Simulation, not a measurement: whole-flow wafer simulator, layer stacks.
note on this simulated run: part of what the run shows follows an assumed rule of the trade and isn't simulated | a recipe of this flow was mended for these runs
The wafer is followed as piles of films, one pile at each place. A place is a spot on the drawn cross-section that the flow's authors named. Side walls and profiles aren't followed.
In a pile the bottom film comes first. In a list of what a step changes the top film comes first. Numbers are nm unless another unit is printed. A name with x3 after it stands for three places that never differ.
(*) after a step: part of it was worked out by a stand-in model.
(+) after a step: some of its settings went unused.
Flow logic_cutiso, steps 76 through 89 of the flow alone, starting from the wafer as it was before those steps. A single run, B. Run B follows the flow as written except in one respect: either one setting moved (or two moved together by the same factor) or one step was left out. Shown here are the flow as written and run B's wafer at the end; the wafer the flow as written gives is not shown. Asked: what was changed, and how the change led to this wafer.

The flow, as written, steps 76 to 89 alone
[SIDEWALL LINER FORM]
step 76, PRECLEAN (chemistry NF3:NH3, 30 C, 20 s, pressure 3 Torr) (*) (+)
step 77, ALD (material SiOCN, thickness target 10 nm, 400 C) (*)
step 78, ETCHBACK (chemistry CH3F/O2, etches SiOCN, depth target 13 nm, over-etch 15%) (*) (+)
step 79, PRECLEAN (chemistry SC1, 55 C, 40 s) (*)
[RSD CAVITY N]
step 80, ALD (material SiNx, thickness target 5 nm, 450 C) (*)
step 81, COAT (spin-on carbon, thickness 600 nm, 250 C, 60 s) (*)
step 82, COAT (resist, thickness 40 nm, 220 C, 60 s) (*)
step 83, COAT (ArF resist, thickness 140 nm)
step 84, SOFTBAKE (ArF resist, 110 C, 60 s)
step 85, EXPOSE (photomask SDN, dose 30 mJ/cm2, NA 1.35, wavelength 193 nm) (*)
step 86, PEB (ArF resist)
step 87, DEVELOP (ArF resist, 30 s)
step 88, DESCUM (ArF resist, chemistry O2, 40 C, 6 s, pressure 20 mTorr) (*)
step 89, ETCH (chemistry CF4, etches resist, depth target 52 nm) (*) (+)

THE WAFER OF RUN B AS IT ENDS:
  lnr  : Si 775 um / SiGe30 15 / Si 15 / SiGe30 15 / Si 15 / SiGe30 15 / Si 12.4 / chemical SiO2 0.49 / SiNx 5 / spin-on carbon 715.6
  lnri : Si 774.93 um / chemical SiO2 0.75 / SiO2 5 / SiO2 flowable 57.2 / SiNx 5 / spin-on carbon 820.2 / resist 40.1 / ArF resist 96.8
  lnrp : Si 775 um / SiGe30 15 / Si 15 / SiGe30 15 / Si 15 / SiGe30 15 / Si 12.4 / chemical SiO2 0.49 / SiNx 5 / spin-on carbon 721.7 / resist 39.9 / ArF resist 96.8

What caused this: step 77, ALD: thickness target 7.8 nm was run, though the flow has thickness target 10 nm.

The path from the change to this, step by step:
  step 77, ALD (material SiOCN, thickness target 10 nm, 400 C) (*)
      depop, dpovl x3, gfld and 13 more: SiOCN gains 7.8 (new film) (as written it would have been: SiOCN gains 10 (new film))
  step 78, ETCHBACK (chemistry CH3F/O2, etches SiOCN, depth target 13 nm, over-etch 15%) (*) (+)
      depop, dpovl x3, gfld and 8 more: SiOCN loses 7.8 (all of it), SiO2 loses 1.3 (as written it would have been: SiOCN loses 10 (all of it), SiO2 loses 0.75)
      rsdn, rsdp, rsdw, rsdx: SiOCN loses 7.8 (all of it), Si loses 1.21 (as written it would have been: SiOCN loses 10 (all of it), Si loses 0.7)
      (and at 1 other place as well)
  step 81, COAT (spin-on carbon, thickness 600 nm, 250 C, 60 s) (*)
      gfld, gxf, gxn, gxp: spin-on carbon gains 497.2 (new film) (as written it would have been: spin-on carbon gains 516.3 (new film))
      gl, glp, plug, tap: spin-on carbon gains 497.3 (new film) (as written it would have been: spin-on carbon gains 516.4 (new film))
      (and at 9 other places as well)
